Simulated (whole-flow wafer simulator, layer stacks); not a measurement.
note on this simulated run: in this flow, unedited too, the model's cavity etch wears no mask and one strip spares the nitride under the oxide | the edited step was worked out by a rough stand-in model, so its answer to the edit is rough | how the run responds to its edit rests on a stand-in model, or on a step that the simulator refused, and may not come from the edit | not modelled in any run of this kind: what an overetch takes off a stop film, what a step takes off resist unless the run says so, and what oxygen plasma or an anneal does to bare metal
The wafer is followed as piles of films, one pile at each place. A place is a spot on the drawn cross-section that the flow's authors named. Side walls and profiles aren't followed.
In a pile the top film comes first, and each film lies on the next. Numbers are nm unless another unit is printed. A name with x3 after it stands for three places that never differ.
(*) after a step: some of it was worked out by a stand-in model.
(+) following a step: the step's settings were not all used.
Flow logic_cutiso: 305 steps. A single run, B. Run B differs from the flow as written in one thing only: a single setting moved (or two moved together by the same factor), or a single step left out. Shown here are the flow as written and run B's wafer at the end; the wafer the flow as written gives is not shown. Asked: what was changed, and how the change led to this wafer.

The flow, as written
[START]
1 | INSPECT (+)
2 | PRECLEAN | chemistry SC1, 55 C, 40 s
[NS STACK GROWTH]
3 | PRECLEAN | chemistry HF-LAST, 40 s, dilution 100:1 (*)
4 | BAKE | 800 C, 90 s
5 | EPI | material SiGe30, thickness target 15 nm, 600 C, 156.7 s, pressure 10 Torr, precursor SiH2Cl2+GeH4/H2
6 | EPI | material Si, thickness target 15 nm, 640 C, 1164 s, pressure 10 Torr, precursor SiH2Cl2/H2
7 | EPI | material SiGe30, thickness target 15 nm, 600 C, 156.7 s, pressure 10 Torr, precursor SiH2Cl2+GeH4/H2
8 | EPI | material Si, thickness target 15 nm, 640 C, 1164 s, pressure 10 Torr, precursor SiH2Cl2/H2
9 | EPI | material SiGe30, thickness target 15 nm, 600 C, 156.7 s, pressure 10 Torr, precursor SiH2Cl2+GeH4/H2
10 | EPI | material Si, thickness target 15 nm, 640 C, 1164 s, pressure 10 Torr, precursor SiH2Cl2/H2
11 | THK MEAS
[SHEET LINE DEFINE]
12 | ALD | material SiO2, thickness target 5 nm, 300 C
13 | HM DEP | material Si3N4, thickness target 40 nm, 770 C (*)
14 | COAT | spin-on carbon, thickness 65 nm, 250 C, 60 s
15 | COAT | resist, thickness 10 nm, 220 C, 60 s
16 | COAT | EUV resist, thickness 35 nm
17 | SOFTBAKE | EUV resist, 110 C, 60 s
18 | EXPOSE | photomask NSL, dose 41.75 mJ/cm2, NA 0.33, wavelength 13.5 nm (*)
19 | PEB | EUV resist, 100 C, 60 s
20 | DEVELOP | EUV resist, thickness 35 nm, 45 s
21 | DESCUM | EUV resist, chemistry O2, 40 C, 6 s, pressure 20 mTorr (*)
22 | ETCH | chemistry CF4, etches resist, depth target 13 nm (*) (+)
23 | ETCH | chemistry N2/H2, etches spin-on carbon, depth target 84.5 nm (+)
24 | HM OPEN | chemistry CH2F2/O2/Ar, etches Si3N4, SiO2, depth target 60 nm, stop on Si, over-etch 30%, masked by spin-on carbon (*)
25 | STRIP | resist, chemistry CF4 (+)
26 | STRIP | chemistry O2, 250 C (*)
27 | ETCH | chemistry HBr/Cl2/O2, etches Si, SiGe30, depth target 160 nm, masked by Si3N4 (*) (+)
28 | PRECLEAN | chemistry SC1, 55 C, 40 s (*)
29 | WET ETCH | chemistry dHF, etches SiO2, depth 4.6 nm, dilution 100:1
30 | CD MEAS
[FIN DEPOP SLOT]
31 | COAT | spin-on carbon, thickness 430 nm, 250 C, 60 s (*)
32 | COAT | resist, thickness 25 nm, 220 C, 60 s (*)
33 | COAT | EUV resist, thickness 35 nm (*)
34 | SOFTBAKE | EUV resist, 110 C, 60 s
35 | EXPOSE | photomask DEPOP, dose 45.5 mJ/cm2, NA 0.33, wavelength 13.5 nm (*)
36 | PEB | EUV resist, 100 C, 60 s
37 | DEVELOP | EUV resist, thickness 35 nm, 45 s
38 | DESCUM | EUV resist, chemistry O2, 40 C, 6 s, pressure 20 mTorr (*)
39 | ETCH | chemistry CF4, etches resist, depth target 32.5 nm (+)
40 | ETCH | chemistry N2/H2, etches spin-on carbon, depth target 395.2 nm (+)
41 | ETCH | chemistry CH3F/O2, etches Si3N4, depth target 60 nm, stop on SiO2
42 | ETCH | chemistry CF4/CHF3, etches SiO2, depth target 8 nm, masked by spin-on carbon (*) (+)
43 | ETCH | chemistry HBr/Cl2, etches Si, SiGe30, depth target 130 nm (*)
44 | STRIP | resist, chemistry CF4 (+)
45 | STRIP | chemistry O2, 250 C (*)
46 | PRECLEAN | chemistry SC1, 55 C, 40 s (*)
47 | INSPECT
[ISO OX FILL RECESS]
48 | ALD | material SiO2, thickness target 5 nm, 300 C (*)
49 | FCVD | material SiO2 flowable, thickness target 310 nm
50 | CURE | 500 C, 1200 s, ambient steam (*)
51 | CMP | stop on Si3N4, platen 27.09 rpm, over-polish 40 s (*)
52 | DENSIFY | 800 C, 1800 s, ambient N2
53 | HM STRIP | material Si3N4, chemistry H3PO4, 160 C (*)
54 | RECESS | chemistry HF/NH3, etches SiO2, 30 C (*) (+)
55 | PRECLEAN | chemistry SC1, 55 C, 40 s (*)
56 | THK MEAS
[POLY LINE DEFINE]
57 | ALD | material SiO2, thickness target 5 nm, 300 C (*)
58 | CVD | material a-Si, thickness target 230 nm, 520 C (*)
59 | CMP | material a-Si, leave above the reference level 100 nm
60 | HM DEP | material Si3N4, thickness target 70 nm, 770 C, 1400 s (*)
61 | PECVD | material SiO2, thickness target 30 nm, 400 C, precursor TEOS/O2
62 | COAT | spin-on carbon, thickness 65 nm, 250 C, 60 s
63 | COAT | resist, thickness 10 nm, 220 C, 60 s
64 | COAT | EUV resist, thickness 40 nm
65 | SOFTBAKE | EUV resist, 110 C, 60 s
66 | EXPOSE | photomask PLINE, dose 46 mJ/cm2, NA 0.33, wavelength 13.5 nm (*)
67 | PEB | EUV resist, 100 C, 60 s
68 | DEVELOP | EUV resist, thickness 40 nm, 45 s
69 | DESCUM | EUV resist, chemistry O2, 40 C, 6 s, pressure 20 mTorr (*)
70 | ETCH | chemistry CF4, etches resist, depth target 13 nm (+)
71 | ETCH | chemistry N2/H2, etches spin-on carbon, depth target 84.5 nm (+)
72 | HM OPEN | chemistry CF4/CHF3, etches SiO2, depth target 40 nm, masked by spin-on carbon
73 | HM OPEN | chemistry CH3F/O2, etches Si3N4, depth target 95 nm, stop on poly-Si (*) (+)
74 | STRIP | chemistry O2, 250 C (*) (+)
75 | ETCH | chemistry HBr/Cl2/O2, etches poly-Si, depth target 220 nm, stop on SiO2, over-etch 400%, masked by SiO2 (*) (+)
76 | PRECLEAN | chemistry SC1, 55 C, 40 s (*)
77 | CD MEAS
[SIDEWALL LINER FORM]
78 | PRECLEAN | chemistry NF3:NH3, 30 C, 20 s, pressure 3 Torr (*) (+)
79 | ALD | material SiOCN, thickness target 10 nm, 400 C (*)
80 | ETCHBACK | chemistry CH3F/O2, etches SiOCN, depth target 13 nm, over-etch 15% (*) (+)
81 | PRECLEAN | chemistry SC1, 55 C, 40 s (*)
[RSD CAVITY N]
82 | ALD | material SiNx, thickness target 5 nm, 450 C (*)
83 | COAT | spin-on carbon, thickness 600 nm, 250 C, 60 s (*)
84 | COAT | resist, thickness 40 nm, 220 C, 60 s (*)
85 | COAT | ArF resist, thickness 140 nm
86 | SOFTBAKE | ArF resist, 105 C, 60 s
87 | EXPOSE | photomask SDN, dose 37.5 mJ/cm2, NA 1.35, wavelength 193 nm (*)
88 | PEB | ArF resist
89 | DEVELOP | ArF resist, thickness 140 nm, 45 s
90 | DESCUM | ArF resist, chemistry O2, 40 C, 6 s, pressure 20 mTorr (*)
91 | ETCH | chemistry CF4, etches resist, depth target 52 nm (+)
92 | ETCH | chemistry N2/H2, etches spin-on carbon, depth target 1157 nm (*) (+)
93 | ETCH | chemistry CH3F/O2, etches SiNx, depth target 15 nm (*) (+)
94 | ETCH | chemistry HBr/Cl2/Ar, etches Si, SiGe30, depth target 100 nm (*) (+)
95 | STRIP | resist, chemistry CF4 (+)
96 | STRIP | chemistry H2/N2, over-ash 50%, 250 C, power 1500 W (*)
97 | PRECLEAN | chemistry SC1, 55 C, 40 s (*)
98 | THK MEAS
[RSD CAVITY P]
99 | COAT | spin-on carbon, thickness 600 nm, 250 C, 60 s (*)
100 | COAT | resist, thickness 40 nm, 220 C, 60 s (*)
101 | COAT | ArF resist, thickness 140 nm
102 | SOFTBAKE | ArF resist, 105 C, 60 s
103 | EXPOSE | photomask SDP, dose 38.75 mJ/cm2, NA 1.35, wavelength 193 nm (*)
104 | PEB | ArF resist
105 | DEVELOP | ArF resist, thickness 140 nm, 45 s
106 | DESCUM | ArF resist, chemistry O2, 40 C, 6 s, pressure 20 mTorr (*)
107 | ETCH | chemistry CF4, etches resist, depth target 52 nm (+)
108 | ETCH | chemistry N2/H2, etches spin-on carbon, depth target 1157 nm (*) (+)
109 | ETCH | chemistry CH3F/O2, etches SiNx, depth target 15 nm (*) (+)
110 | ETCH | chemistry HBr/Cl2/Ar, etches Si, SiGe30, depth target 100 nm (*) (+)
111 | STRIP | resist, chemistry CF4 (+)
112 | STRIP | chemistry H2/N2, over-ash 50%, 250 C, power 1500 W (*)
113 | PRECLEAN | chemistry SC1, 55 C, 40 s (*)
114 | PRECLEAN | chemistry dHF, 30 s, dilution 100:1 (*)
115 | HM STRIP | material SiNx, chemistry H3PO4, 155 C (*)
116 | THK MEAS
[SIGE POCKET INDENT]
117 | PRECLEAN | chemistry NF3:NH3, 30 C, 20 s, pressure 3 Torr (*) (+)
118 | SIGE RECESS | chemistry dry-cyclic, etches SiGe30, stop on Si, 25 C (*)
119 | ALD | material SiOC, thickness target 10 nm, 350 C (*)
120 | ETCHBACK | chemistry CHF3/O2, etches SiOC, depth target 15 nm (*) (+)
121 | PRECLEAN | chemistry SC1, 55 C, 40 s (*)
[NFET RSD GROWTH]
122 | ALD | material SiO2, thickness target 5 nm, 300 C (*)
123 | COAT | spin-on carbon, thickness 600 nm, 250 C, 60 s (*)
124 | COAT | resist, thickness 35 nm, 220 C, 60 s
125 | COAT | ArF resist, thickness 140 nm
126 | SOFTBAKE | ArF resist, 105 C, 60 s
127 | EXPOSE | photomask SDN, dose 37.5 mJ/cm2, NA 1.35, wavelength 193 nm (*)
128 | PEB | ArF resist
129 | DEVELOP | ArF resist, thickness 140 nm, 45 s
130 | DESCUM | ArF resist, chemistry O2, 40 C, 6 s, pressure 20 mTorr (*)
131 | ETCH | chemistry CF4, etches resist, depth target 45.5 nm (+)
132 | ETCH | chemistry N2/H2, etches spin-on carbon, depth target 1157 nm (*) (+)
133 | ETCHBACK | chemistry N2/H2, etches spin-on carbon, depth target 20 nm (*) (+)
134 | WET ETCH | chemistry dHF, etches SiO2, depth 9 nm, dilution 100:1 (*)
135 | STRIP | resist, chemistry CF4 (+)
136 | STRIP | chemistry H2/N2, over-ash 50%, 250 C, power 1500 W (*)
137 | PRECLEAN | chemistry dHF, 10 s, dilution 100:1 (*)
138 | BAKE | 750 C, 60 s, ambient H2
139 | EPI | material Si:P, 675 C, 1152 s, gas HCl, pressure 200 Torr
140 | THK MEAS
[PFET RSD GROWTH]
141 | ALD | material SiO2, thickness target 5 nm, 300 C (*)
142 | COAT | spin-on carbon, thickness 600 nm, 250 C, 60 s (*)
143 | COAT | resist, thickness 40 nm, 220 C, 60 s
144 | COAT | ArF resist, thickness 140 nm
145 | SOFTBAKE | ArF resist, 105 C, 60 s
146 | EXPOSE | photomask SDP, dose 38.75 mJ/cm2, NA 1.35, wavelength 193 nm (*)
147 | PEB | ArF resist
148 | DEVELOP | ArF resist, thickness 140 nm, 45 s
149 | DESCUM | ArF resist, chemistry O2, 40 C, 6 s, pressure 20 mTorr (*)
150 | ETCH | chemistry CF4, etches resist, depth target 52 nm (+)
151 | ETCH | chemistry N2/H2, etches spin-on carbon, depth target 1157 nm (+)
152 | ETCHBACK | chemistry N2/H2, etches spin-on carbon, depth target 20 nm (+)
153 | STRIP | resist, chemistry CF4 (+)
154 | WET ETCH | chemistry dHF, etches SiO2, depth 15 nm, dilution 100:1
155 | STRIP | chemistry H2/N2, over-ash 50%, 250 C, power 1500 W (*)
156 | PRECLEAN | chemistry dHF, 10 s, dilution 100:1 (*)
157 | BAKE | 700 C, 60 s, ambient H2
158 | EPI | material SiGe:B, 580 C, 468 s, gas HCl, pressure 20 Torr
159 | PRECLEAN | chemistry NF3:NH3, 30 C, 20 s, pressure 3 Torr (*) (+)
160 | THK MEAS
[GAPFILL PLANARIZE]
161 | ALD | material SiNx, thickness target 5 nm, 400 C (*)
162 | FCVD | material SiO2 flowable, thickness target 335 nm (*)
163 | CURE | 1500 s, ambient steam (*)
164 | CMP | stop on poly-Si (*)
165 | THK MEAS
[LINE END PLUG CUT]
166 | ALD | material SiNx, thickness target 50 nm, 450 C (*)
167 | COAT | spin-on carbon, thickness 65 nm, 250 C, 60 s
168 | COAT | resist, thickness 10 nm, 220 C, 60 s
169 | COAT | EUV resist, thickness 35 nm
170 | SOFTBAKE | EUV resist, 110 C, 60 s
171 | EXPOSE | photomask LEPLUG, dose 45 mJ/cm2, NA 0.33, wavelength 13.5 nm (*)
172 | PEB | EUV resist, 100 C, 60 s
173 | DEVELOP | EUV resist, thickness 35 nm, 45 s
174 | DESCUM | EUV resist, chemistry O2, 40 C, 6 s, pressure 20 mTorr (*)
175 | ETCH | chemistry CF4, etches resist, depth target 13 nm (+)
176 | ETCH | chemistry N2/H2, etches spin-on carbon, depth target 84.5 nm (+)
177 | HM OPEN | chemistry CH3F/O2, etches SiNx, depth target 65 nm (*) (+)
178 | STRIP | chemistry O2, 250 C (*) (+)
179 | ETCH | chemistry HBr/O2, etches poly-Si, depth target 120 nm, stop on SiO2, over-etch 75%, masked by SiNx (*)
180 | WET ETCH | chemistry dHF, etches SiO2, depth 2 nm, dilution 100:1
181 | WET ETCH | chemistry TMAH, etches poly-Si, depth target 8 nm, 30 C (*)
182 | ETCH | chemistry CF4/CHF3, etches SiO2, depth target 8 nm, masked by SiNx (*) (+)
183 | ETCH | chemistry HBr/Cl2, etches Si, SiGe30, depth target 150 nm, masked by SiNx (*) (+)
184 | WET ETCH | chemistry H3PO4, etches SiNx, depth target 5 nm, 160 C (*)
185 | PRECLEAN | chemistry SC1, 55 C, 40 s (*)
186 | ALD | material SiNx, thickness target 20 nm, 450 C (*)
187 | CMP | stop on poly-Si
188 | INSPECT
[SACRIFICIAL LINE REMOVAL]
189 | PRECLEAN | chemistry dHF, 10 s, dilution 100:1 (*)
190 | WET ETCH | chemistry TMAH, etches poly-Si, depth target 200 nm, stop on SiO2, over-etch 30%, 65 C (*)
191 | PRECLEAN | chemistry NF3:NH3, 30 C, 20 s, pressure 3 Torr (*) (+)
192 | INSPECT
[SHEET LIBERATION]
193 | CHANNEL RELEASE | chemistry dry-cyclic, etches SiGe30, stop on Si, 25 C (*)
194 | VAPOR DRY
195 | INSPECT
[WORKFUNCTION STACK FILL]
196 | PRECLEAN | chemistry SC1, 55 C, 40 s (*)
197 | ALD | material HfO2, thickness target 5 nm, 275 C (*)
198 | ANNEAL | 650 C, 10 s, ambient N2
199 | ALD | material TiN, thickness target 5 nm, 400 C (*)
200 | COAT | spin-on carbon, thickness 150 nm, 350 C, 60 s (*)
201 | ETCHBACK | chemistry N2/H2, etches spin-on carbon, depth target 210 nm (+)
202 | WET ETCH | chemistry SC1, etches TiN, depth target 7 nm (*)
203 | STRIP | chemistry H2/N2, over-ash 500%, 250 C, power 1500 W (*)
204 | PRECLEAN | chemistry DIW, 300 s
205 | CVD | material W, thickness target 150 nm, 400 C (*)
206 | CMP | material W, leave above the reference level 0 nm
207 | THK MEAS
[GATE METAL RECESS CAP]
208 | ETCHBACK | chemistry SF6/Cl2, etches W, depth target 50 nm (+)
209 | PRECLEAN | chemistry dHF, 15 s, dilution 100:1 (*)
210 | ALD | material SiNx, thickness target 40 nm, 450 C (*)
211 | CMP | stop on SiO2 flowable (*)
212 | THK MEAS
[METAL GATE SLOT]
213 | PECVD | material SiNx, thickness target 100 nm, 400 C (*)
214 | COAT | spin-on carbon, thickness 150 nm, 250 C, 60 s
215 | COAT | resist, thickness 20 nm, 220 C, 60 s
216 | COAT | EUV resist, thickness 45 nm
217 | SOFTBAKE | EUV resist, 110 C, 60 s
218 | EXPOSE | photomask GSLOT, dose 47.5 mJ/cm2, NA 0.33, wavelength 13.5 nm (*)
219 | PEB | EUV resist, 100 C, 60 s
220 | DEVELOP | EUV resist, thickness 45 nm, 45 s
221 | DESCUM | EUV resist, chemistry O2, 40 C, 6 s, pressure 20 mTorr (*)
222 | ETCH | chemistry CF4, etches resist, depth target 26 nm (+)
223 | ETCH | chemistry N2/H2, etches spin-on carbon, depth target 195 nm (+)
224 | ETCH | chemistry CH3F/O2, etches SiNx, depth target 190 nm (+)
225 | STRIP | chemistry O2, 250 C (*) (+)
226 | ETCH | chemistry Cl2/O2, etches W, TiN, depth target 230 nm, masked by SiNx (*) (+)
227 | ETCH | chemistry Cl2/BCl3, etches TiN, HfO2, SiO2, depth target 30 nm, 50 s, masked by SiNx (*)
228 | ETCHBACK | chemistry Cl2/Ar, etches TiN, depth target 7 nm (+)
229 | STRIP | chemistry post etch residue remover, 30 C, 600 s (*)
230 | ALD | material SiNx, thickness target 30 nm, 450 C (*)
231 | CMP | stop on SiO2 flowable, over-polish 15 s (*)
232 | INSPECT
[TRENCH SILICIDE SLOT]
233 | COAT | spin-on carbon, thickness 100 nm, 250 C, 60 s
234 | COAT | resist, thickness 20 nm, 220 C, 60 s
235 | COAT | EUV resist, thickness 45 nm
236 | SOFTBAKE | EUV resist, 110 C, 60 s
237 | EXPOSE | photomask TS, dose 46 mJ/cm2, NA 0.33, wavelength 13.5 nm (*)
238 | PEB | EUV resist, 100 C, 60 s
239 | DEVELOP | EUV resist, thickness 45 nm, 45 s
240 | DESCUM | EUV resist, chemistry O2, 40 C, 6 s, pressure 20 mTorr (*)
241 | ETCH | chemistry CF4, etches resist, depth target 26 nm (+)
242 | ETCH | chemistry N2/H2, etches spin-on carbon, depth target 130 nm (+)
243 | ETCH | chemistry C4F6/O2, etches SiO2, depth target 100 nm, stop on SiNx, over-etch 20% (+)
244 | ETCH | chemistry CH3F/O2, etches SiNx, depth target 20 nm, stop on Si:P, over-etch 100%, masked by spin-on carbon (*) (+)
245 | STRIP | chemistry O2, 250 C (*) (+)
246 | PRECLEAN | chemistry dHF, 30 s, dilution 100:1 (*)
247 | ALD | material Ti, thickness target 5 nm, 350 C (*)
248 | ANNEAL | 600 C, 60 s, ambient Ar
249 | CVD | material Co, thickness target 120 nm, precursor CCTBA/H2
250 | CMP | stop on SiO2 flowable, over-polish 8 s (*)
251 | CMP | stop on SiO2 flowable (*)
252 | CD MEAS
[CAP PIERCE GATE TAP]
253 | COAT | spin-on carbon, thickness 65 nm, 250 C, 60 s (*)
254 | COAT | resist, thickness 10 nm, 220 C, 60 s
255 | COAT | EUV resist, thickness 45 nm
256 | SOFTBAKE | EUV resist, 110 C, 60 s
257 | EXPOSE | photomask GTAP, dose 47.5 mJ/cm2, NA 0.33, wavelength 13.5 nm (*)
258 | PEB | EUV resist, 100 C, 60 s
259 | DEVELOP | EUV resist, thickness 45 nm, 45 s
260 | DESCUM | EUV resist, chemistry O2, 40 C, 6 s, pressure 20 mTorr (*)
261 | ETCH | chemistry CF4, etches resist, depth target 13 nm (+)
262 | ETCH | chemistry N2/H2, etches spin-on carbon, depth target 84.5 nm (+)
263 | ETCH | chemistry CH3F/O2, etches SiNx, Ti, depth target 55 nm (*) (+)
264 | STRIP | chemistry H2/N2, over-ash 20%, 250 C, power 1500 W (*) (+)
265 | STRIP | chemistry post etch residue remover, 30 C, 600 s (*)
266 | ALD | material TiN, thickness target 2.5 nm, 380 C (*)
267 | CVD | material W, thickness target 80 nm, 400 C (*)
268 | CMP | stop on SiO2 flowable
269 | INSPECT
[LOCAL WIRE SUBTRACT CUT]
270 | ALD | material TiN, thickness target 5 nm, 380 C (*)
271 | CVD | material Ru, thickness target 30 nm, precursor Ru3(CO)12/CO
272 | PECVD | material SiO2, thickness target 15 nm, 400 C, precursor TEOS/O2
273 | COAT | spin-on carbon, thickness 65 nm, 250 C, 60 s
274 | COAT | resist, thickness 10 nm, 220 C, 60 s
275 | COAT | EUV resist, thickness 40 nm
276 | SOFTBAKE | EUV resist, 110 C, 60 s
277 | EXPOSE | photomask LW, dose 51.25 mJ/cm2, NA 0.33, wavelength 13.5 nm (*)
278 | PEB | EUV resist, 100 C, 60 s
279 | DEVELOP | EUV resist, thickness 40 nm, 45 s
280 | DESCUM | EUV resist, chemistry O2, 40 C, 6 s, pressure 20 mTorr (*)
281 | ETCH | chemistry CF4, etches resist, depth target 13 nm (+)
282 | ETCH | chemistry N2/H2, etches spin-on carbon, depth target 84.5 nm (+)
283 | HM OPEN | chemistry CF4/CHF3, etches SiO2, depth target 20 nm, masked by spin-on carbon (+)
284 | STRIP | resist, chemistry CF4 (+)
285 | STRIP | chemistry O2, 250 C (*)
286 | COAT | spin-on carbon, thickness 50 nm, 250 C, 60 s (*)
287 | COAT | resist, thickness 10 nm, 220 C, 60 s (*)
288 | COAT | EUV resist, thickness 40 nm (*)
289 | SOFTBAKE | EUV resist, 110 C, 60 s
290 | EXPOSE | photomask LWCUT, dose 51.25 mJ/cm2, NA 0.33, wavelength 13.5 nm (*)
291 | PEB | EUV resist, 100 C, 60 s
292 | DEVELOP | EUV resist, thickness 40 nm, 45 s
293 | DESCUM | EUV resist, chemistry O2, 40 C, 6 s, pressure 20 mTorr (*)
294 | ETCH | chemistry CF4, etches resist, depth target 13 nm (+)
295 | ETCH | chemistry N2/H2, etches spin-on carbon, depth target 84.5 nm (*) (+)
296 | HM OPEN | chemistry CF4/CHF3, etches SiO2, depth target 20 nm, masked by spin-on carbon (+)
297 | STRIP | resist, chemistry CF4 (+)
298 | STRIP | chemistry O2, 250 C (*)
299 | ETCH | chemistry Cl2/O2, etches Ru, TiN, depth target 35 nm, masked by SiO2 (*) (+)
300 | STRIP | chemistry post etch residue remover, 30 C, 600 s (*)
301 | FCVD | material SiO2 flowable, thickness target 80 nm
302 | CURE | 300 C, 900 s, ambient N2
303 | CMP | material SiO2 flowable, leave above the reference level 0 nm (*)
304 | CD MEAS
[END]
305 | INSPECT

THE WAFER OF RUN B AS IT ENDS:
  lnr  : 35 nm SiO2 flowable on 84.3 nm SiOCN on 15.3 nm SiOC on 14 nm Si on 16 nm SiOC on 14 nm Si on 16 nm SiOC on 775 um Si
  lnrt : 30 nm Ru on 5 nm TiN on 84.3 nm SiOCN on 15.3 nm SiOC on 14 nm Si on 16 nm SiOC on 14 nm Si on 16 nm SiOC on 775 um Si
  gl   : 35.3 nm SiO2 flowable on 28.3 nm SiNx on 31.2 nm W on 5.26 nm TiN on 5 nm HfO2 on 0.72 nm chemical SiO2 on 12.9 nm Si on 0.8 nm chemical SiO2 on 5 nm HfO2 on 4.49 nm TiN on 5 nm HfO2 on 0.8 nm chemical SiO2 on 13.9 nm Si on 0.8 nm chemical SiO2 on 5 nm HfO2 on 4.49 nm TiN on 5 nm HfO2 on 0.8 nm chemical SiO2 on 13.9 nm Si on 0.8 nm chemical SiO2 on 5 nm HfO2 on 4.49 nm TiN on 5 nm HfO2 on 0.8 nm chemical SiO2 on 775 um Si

The reason: step 75, ETCH: over-etch 470% was run, though the flow has over-etch 400%.

How this came from the change, step by step:
  75 | ETCH | chemistry HBr/Cl2/O2, etches poly-Si, depth target 220 nm, stop on SiO2, over-etch 400%, masked by SiO2 (*) (+)
      lnr, lnrp, lnrt, rsdn, rsdp, rsdw, rsdx: chemical SiO2 loses 0.79 (all of it), poly-Si loses 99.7 (all of it), SiO2 loses 5 (all of it), chemical SiO2 loses 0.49 (all of it), Si loses 13.9 (all of it) (in the flow as written it would be: chemical SiO2 loses 0.79 (all of it), poly-Si loses 99.7 (all of it), SiO2 loses 5 (all of it))
      iso, lnri: chemical SiO2 loses 0.79 (all of it), poly-Si loses 189.1 (all of it), SiO2 loses 5 (all of it), SiO2 flowable loses 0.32 (in the flow as written it would be: chemical SiO2 loses 0.79 (all of it), poly-Si loses 189.1 (all of it), SiO2 loses 4.55)
      (also at 13 further places)
  80 | ETCHBACK | chemistry CH3F/O2, etches SiOCN, depth target 13 nm, over-etch 15% (*) (+)
      rsdn, rsdp, rsdw, rsdx: SiOCN loses 10 (all of it), SiGe30 loses 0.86 (in the flow as written it would be: SiOCN loses 10 (all of it), Si loses 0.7)
      lnr, lnrp, lnrt: SiOCN gains 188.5 (in the flow as written it would be: SiOCN gains 175.1)
  94 | ETCH | chemistry HBr/Cl2/Ar, etches Si, SiGe30, depth target 100 nm (*) (+)
      rsdn, rsdx: chemical SiO2 loses 0.49 (all of it), SiGe30 loses 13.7 (all of it), Si loses 15 (all of it), SiGe30 loses 15 (all of it), Si loses 15 (all of it), SiGe30 loses 15 (all of it), Si loses 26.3 (in the flow as written it would be: chemical SiO2 loses 0.49 (all of it), Si loses 12.8 (all of it), SiGe30 loses 15 (all of it), Si loses 15 (all of it), SiGe30 loses 15 (all of it), Si loses 15 (all of it), SiGe30 loses 15 (all of it), Si loses 12.2)
  110 | ETCH | chemistry HBr/Cl2/Ar, etches Si, SiGe30, depth target 100 nm (*) (+)
      rsdp, rsdw: chemical SiO2 loses 0.49 (all of it), SiGe30 loses 13.7 (all of it), Si loses 15 (all of it), SiGe30 loses 15 (all of it), Si loses 15 (all of it), SiGe30 loses 15 (all of it), Si loses 26.3 (in the flow as written it would be: chemical SiO2 loses 0.49 (all of it), Si loses 12.8 (all of it), SiGe30 loses 15 (all of it), Si loses 15 (all of it), SiGe30 loses 15 (all of it), Si loses 15 (all of it), SiGe30 loses 15 (all of it), Si loses 12.2)
  118 | SIGE RECESS | chemistry dry-cyclic, etches SiGe30, stop on Si, 25 C (*)
      lnr, lnrp, lnrt: SiOCN loses 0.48, cavity gains 15.3 (new film), SiGe30 loses 14.8 (all of it), Si loses 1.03, cavity gains 16 (new film), SiGe30 loses 15 (all of it), Si loses 1.03, cavity gains 16 (new film), SiGe30 loses 15 (all of it), Si loses 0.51 (in the flow as written it would be: SiOCN loses 0.48, Si loses 0.51, cavity gains 16 (new film), SiGe30 loses 15 (all of it), Si loses 1.03, cavity gains 16 (new film), SiGe30 loses 15 (all of it), Si loses 1.03, cavity gains 16 (new film), SiGe30 loses 15 (all of it), Si loses 0.51)
  119 | ALD | material SiOC, thickness target 10 nm, 350 C (*)
      lnr, lnrp, lnrt: SiOC gains 10 (new film), SiOC gains 15.3 (new film), cavity loses 15.3 (all of it), SiOC gains 16 (new film), cavity loses 16 (all of it), SiOC gains 16 (new film), cavity loses 16 (all of it) (in the flow as written it would be: SiOC gains 10 (new film), SiOC gains 16 (new film), cavity loses 16 (all of it), SiOC gains 16 (new film), cavity loses 16 (all of it), SiOC gains 16 (new film), cavity loses 16 (all of it))
  120 | ETCHBACK | chemistry CHF3/O2, etches SiOC, depth target 15 nm (*) (+)
      gxn: SiOC loses 10.9 (all of it), SiO2 loses 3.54 (all of it), Si3N4 loses 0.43 (in the flow as written it would be: SiOC loses 11 (all of it), SiO2 loses 4.21 (all of it))
      gxp: SiOC loses 10.9 (all of it), SiO2 loses 3.58 (all of it), Si3N4 loses 0.43 (in the flow as written it would be: SiOC loses 11 (all of it), SiO2 loses 4.25 (all of it))
      (also at 3 further places)
  122 | ALD | material SiO2, thickness target 5 nm, 300 C (*)
      gxn: SiO2 gains 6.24 (new film) (in the flow as written it would be: SiO2 gains 6.76 (new film))
      gxp: SiO2 gains 6.23 (new film) (in the flow as written it would be: SiO2 gains 6.75 (new film))
  132 | ETCH | chemistry N2/H2, etches spin-on carbon, depth target 1157 nm (*) (+)
      gxn: spin-on carbon loses 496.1 (all of it), SiO2 loses 6.24 (all of it), Si3N4 loses 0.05 (in the flow as written it would be: spin-on carbon loses 499.4 (all of it), SiO2 loses 6.06)
  133 | ETCHBACK | chemistry N2/H2, etches spin-on carbon, depth target 20 nm (*) (+)
      gxn: Si3N4 loses 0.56 (in the flow as written it would be: SiO2 loses 0.7 (all of it), Si3N4 loses 0.21)
  139 | EPI | material Si:P, 675 C, 1152 s, gas HCl, pressure 200 Torr
      rsdn, rsdx: Si:P gains 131 (new film) (in the flow as written it would be: Si:P gains 116.9 (new film))
  141 | ALD | material SiO2, thickness target 5 nm, 300 C (*)
      gxn: SiO2 gains 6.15 (new film) (in the flow as written it would be: SiO2 gains 10.1 (new film))
  153 | STRIP | resist, chemistry CF4 (+)
      gxp: SiO2 loses 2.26 (all of it) (in the flow as written it would be: SiO2 loses 3.06 (all of it))
  158 | EPI | material SiGe:B, 580 C, 468 s, gas HCl, pressure 20 Torr
      rsdp, rsdw: SiGe:B gains 131 (new film) (in the flow as written it would be: SiGe:B gains 116.8 (new film))
  159 | PRECLEAN | chemistry NF3:NH3, 30 C, 20 s, pressure 3 Torr (*) (+)
      gxn: SiO2 loses 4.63 (all of it), Si3N4 loses 0.21 (in the flow as written it would be: SiO2 loses 7.5)
  164 | CMP | stop on poly-Si (*)
      gxn: SiO2 flowable loses 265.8 (all of it), SiNx loses 5 (all of it), Si3N4 loses 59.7 (all of it) (in the flow as written it would be: SiO2 flowable loses 264.5 (all of it), SiNx loses 5 (all of it), SiO2 loses 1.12 (all of it), Si3N4 loses 60.3 (all of it))
      depop, dpovl, isow, ns, nsgap: SiO2 flowable loses 326.8 (all of it), SiNx loses 5 (all of it), SiO2 loses 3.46 (all of it), Si3N4 loses 70 (all of it) (in the flow as written it would be: SiO2 flowable loses 326.8 (all of it), SiNx loses 5 (all of it), SiO2 loses 4.13 (all of it), Si3N4 loses 70 (all of it))
      (also at 3 further places)
